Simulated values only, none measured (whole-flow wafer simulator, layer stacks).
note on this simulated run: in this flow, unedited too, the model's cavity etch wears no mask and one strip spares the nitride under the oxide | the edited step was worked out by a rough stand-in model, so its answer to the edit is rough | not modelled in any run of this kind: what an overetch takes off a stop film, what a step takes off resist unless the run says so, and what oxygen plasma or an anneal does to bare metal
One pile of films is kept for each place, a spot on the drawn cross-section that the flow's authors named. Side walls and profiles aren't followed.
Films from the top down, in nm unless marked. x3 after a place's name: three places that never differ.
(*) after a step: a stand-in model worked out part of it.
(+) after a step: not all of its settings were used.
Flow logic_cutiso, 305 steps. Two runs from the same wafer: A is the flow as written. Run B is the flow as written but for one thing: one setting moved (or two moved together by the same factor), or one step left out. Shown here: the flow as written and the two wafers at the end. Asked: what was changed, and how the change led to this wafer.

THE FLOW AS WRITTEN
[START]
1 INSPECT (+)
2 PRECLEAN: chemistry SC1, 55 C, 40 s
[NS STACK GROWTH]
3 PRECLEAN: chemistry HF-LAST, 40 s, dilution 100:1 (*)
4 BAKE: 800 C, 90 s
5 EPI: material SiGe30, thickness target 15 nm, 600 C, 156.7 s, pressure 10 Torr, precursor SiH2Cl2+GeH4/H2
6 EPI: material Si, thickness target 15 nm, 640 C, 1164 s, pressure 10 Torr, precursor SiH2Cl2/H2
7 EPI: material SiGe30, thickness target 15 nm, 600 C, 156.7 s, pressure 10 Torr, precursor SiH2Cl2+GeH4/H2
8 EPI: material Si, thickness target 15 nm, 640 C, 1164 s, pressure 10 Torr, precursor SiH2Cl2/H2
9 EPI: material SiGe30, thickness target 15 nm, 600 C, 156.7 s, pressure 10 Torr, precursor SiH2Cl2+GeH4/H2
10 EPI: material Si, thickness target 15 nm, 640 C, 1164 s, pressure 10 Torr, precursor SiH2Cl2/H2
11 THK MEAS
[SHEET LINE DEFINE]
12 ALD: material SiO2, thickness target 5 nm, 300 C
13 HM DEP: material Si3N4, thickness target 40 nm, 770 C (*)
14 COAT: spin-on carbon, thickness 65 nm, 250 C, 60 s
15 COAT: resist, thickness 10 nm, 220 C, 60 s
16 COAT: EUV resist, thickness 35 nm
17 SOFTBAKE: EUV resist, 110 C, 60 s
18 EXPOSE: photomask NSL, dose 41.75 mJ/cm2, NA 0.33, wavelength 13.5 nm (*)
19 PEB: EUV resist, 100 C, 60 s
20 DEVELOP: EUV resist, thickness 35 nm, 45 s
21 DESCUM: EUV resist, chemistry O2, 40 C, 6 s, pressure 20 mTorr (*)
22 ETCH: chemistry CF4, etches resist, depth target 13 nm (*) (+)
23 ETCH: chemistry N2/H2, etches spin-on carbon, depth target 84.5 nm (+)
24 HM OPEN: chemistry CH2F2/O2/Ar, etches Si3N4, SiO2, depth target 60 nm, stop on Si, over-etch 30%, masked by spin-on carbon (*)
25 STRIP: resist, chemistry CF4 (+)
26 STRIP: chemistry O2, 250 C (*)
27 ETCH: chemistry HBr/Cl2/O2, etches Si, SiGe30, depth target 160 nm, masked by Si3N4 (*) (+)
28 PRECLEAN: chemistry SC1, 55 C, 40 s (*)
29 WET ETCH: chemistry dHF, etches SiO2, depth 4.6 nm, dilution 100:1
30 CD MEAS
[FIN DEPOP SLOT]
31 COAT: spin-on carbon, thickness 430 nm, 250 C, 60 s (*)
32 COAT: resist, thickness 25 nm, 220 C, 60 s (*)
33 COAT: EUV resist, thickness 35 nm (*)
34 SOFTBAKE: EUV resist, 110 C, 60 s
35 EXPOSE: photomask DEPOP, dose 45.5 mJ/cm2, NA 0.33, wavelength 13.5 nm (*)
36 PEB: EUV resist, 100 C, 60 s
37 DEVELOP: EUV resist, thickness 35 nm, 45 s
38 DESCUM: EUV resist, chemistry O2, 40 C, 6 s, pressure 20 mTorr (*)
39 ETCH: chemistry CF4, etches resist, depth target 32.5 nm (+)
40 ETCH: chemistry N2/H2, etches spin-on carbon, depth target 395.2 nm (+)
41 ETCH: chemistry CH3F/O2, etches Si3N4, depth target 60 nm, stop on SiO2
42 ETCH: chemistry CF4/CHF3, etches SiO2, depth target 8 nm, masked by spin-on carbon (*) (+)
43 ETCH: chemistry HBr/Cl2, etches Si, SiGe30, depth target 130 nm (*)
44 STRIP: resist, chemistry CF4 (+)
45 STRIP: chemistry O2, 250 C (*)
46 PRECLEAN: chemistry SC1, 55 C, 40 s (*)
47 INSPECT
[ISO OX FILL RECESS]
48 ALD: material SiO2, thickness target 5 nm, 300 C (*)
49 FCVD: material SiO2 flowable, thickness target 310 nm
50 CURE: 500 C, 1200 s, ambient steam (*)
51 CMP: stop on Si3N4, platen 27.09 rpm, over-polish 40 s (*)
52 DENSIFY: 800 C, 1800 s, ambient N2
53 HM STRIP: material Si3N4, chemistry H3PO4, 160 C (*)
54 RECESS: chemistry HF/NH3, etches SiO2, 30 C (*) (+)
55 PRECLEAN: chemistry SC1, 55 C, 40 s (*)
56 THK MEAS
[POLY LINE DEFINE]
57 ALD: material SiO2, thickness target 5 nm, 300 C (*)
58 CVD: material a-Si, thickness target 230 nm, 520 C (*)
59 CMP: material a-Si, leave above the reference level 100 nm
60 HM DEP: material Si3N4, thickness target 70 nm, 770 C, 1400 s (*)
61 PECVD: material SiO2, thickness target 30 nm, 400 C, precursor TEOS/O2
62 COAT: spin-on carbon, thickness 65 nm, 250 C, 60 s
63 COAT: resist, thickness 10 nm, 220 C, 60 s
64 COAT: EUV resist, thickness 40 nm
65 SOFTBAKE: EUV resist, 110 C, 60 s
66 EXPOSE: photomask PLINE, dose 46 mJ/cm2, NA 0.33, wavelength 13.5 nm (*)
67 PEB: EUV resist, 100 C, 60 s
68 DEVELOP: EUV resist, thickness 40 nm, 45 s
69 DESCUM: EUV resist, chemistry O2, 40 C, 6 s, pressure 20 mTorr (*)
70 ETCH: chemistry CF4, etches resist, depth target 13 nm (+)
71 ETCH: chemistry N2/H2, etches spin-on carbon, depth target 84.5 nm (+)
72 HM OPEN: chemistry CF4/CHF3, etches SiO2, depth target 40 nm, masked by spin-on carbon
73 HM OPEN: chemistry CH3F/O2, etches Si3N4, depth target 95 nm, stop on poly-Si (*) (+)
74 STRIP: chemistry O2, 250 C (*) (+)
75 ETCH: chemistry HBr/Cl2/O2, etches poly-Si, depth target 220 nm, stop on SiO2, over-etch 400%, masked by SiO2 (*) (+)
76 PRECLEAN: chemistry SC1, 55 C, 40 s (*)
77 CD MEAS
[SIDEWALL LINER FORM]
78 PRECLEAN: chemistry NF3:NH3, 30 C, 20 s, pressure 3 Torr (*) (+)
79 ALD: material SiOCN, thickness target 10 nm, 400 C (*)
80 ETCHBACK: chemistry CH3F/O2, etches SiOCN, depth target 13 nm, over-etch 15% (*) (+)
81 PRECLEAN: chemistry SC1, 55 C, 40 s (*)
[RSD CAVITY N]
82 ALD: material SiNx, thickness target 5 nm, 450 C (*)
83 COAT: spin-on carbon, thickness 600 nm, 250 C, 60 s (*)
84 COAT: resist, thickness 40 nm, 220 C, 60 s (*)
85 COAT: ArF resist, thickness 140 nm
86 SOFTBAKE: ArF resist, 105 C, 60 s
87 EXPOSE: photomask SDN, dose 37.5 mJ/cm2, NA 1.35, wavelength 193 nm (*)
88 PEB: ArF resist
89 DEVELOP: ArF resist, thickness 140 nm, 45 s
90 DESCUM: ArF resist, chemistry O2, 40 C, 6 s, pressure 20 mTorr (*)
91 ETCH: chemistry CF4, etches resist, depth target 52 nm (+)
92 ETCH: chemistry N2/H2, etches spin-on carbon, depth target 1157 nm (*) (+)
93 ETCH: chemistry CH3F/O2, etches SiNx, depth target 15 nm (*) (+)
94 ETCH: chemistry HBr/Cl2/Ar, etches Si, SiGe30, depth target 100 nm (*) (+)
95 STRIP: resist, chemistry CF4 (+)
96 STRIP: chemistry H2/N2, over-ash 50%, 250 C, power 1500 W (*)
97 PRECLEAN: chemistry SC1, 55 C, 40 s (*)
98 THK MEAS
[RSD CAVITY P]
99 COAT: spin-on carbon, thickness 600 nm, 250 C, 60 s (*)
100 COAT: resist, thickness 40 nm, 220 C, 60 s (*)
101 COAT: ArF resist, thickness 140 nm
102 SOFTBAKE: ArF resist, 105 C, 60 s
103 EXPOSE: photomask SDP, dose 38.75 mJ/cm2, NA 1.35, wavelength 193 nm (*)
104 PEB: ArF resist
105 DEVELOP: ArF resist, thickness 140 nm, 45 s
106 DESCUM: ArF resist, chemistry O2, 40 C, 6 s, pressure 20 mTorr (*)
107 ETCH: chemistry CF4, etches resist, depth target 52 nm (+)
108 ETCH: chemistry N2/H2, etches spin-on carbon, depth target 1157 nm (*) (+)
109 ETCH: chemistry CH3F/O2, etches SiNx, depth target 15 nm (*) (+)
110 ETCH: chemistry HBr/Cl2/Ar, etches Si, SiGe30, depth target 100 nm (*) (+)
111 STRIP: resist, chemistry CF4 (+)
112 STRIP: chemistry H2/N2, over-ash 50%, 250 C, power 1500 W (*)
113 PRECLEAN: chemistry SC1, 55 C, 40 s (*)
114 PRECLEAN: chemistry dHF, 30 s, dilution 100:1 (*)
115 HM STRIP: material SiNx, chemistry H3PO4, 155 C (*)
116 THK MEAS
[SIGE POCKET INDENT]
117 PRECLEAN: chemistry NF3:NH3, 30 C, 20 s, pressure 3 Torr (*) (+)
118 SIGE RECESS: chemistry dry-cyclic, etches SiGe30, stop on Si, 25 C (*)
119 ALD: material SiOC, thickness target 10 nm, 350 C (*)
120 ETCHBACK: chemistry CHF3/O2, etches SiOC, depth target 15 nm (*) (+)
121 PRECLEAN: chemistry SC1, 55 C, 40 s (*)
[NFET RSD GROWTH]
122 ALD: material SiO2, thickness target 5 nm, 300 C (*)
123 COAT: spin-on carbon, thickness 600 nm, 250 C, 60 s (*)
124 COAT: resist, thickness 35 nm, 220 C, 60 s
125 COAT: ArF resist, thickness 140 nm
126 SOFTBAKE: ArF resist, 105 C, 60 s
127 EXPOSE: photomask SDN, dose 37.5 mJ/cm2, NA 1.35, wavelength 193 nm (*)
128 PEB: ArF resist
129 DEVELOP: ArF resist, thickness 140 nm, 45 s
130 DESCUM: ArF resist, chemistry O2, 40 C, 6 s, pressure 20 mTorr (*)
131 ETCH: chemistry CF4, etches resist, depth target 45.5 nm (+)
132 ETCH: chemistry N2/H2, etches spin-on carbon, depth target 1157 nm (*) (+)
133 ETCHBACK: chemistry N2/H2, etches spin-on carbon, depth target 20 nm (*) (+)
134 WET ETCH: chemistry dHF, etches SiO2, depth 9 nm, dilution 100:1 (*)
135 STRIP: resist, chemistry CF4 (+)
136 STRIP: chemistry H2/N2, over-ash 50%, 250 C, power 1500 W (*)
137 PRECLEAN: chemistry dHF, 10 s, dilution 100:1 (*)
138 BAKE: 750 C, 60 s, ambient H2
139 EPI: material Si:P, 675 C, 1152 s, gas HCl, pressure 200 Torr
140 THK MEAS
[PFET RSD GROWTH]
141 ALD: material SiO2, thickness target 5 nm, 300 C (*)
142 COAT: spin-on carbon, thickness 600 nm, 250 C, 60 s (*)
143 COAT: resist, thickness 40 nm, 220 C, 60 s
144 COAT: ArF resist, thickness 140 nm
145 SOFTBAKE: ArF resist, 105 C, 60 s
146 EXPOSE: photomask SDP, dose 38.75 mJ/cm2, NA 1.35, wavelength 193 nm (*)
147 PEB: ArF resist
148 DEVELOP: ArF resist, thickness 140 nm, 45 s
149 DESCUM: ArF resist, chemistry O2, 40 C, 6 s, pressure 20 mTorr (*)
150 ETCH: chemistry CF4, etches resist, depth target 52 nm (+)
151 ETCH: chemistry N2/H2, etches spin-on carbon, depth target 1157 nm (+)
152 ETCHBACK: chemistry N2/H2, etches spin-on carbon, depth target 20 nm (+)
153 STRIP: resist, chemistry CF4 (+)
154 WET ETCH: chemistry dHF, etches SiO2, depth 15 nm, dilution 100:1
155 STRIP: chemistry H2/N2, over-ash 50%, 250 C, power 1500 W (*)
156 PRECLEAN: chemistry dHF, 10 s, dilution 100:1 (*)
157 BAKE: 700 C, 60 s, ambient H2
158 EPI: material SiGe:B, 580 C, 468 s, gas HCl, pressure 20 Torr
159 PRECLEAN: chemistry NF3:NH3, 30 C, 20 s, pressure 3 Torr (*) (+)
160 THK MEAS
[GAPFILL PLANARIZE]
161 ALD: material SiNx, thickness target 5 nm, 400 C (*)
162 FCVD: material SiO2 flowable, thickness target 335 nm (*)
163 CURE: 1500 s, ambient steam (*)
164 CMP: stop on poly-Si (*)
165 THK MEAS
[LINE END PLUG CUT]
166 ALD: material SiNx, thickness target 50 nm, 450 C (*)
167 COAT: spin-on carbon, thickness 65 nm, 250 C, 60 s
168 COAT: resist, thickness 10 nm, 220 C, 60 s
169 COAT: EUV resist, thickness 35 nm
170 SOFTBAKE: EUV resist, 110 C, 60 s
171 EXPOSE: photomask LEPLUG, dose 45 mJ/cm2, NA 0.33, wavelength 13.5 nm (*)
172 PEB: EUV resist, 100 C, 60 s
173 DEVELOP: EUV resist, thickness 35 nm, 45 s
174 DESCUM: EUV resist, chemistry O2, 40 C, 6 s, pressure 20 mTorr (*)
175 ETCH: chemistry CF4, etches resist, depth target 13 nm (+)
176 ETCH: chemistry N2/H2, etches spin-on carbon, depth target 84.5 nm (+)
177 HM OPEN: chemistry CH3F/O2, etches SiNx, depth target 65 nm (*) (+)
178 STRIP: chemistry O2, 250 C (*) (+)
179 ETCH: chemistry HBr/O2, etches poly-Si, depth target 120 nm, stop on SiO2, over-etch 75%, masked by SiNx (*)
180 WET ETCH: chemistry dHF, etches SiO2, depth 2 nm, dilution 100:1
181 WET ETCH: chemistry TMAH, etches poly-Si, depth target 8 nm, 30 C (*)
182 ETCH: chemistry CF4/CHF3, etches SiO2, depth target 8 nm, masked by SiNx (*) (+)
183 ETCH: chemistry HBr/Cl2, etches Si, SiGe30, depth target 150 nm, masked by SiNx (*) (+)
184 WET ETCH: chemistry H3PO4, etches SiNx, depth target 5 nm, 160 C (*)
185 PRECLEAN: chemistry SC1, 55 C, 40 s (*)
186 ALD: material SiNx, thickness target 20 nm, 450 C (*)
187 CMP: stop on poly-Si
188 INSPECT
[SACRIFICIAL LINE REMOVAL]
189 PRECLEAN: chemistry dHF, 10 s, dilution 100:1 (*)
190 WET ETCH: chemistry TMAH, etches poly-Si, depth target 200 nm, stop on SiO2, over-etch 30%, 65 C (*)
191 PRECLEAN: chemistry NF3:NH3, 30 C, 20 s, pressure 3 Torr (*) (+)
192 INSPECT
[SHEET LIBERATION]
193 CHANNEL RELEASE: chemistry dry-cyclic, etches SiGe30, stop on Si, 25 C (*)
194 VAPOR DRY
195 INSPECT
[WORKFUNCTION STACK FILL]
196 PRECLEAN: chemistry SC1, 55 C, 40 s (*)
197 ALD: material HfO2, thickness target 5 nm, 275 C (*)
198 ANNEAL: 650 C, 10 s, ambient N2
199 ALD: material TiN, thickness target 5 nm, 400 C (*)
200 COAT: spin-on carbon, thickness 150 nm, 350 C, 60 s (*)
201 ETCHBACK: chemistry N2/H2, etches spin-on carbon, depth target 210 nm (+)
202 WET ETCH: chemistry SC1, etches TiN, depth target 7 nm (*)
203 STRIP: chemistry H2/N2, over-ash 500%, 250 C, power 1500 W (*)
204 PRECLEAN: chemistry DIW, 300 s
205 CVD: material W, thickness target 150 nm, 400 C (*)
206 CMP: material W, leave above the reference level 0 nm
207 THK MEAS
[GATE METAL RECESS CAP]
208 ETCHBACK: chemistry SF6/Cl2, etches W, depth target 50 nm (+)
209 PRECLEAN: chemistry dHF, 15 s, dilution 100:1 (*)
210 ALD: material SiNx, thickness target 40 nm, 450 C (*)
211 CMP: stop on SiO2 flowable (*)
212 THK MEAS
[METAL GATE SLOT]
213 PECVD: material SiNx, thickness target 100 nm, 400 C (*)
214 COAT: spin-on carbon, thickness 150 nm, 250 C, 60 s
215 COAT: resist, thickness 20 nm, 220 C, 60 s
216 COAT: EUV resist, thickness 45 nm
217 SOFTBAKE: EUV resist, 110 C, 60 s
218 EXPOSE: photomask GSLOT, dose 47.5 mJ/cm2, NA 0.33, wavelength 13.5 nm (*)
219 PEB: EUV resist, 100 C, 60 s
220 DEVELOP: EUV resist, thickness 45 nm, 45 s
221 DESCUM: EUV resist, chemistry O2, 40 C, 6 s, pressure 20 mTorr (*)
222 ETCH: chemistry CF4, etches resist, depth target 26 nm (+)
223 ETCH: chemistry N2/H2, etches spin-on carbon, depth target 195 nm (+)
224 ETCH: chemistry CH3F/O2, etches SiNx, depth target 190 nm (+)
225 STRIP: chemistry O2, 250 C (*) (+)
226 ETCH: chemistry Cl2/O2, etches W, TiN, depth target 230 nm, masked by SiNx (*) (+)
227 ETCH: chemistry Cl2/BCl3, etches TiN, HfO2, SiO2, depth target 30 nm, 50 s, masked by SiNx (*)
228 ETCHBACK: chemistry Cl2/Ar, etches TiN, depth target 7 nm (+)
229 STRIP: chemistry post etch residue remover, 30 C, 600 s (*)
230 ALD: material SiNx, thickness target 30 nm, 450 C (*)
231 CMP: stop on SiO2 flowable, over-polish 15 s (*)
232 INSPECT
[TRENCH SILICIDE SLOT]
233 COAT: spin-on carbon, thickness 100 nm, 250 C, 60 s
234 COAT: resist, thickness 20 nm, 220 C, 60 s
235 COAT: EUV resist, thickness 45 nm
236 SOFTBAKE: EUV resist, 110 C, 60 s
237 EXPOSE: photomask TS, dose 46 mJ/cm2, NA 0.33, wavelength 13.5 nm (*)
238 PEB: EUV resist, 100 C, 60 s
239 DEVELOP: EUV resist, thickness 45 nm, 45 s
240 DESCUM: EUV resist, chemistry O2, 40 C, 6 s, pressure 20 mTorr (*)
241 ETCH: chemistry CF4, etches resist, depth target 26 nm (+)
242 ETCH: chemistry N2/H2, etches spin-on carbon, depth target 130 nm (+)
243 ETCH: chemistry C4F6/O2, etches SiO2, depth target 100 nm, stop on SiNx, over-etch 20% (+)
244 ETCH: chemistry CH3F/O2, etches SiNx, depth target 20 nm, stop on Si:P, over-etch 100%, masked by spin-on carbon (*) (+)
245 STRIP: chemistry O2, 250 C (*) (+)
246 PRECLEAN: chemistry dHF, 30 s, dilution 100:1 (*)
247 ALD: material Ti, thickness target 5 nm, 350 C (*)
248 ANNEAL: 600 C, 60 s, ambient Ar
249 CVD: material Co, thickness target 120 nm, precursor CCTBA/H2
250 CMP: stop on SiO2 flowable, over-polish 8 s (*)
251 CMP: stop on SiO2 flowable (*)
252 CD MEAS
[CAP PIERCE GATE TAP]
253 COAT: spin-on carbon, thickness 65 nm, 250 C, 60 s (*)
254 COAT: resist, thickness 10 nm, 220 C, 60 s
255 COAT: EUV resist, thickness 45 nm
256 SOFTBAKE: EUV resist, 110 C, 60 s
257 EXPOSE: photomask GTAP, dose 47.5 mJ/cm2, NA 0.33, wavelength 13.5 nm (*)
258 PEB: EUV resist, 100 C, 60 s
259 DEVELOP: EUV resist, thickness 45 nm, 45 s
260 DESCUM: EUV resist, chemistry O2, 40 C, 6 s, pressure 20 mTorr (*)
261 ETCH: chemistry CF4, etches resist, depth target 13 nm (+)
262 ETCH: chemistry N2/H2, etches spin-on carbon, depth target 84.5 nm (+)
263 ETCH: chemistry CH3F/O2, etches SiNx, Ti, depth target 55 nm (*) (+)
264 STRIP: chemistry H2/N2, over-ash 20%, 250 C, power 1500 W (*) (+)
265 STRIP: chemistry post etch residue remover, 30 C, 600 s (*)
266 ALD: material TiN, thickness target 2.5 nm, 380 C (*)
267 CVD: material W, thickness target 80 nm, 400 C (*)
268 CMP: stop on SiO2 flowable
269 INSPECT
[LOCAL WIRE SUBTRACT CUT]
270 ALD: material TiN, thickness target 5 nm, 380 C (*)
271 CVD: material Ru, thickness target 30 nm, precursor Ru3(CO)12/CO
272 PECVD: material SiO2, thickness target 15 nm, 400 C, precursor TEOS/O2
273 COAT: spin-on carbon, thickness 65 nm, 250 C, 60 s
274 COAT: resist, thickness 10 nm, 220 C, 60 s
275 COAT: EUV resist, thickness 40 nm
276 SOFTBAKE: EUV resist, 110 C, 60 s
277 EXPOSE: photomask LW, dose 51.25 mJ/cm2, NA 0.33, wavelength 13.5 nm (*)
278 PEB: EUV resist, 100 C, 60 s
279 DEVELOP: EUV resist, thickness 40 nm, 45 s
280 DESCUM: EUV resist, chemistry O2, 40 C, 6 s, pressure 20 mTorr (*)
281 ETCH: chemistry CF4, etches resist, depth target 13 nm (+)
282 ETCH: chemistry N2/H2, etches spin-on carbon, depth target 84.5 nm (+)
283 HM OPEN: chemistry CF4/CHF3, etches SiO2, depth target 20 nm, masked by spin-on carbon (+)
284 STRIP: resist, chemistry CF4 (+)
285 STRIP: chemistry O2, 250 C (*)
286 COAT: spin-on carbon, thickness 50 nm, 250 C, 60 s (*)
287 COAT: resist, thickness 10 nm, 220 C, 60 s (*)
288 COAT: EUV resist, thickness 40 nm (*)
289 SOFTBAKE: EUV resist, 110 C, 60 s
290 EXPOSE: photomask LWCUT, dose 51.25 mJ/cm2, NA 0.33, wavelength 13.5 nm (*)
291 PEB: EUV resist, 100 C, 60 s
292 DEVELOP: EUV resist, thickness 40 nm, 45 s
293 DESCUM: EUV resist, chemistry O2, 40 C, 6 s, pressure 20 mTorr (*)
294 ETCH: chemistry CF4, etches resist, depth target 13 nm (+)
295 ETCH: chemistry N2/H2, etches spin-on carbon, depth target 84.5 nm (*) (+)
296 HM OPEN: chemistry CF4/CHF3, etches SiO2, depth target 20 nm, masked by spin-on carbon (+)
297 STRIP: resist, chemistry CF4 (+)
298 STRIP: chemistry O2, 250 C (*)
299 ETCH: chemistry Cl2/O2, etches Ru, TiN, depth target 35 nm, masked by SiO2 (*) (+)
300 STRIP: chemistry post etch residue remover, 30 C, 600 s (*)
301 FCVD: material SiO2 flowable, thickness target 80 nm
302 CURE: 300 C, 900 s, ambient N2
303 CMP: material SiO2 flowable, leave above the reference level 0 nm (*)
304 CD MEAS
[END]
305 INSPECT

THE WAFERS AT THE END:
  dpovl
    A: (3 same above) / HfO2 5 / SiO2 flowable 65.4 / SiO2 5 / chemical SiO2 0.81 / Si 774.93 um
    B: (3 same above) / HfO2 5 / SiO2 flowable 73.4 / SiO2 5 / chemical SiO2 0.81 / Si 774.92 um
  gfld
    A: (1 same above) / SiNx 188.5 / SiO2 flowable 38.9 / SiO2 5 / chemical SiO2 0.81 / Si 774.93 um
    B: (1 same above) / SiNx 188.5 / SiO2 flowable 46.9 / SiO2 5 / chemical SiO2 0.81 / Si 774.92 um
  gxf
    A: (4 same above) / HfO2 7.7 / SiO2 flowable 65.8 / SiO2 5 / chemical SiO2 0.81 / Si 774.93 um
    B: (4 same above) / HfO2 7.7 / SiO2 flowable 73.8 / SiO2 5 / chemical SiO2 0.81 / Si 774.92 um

The cause: step 27, ETCH: depth target 168 nm was run, where the flow has depth target 160 nm.

How the change led to this, step by step:
  27 ETCH: chemistry HBr/Cl2/O2, etches Si, SiGe30, depth target 160 nm, masked by Si3N4 (*) (+)
      depop, gl, glp and 12 more: A Si3N4 -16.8 | B Si3N4 -17.5
      gfld, gxf, iso, lnri: A chemical SiO2 -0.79 (all of it), Si -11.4 (all of it), SiGe30 -15 (all of it), Si -15 (all of it), SiGe30 -15 (all of it), Si -15 (all of it), SiGe30 -15 (all of it), Si -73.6 | B chemical SiO2 -0.79 (all of it), Si -11.4 (all of it), SiGe30 -15 (all of it), Si -15 (all of it), SiGe30 -15 (all of it), Si -15 (all of it), SiGe30 -15 (all of it), Si -81.6
      (and at 3 more places)
  41 ETCH: chemistry CH3F/O2, etches Si3N4, depth target 60 nm, stop on SiO2
      depop: A Si3N4 -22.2 (all of it), SiO2 -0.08 | B Si3N4 -21.5 (all of it), SiO2 -0.08
  42 ETCH: chemistry CF4/CHF3, etches SiO2, depth target 8 nm, masked by spin-on carbon (*) (+)
      iso: A resist -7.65 (all of it) | B resist -7.38
  43 ETCH: chemistry HBr/Cl2, etches Si, SiGe30, depth target 130 nm (*)
      iso: A spin-on carbon -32 | B resist -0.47 (all of it), spin-on carbon -31.3
  45 STRIP: chemistry O2, 250 C (*)
      dpovl: A chemical SiO2 +0.82 (new film), spin-on carbon -59.3 (all of it), Si -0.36 | B chemical SiO2 +0.82 (new film), spin-on carbon -62.5 (all of it), Si -0.36
  53 HM STRIP: material Si3N4, chemistry H3PO4, 160 C (*)
      gl, glp, gxn and 11 more: A Si3N4 -21.4 (all of it), SiO2 -0.36 | B Si3N4 -20.7 (all of it), SiO2 -0.35
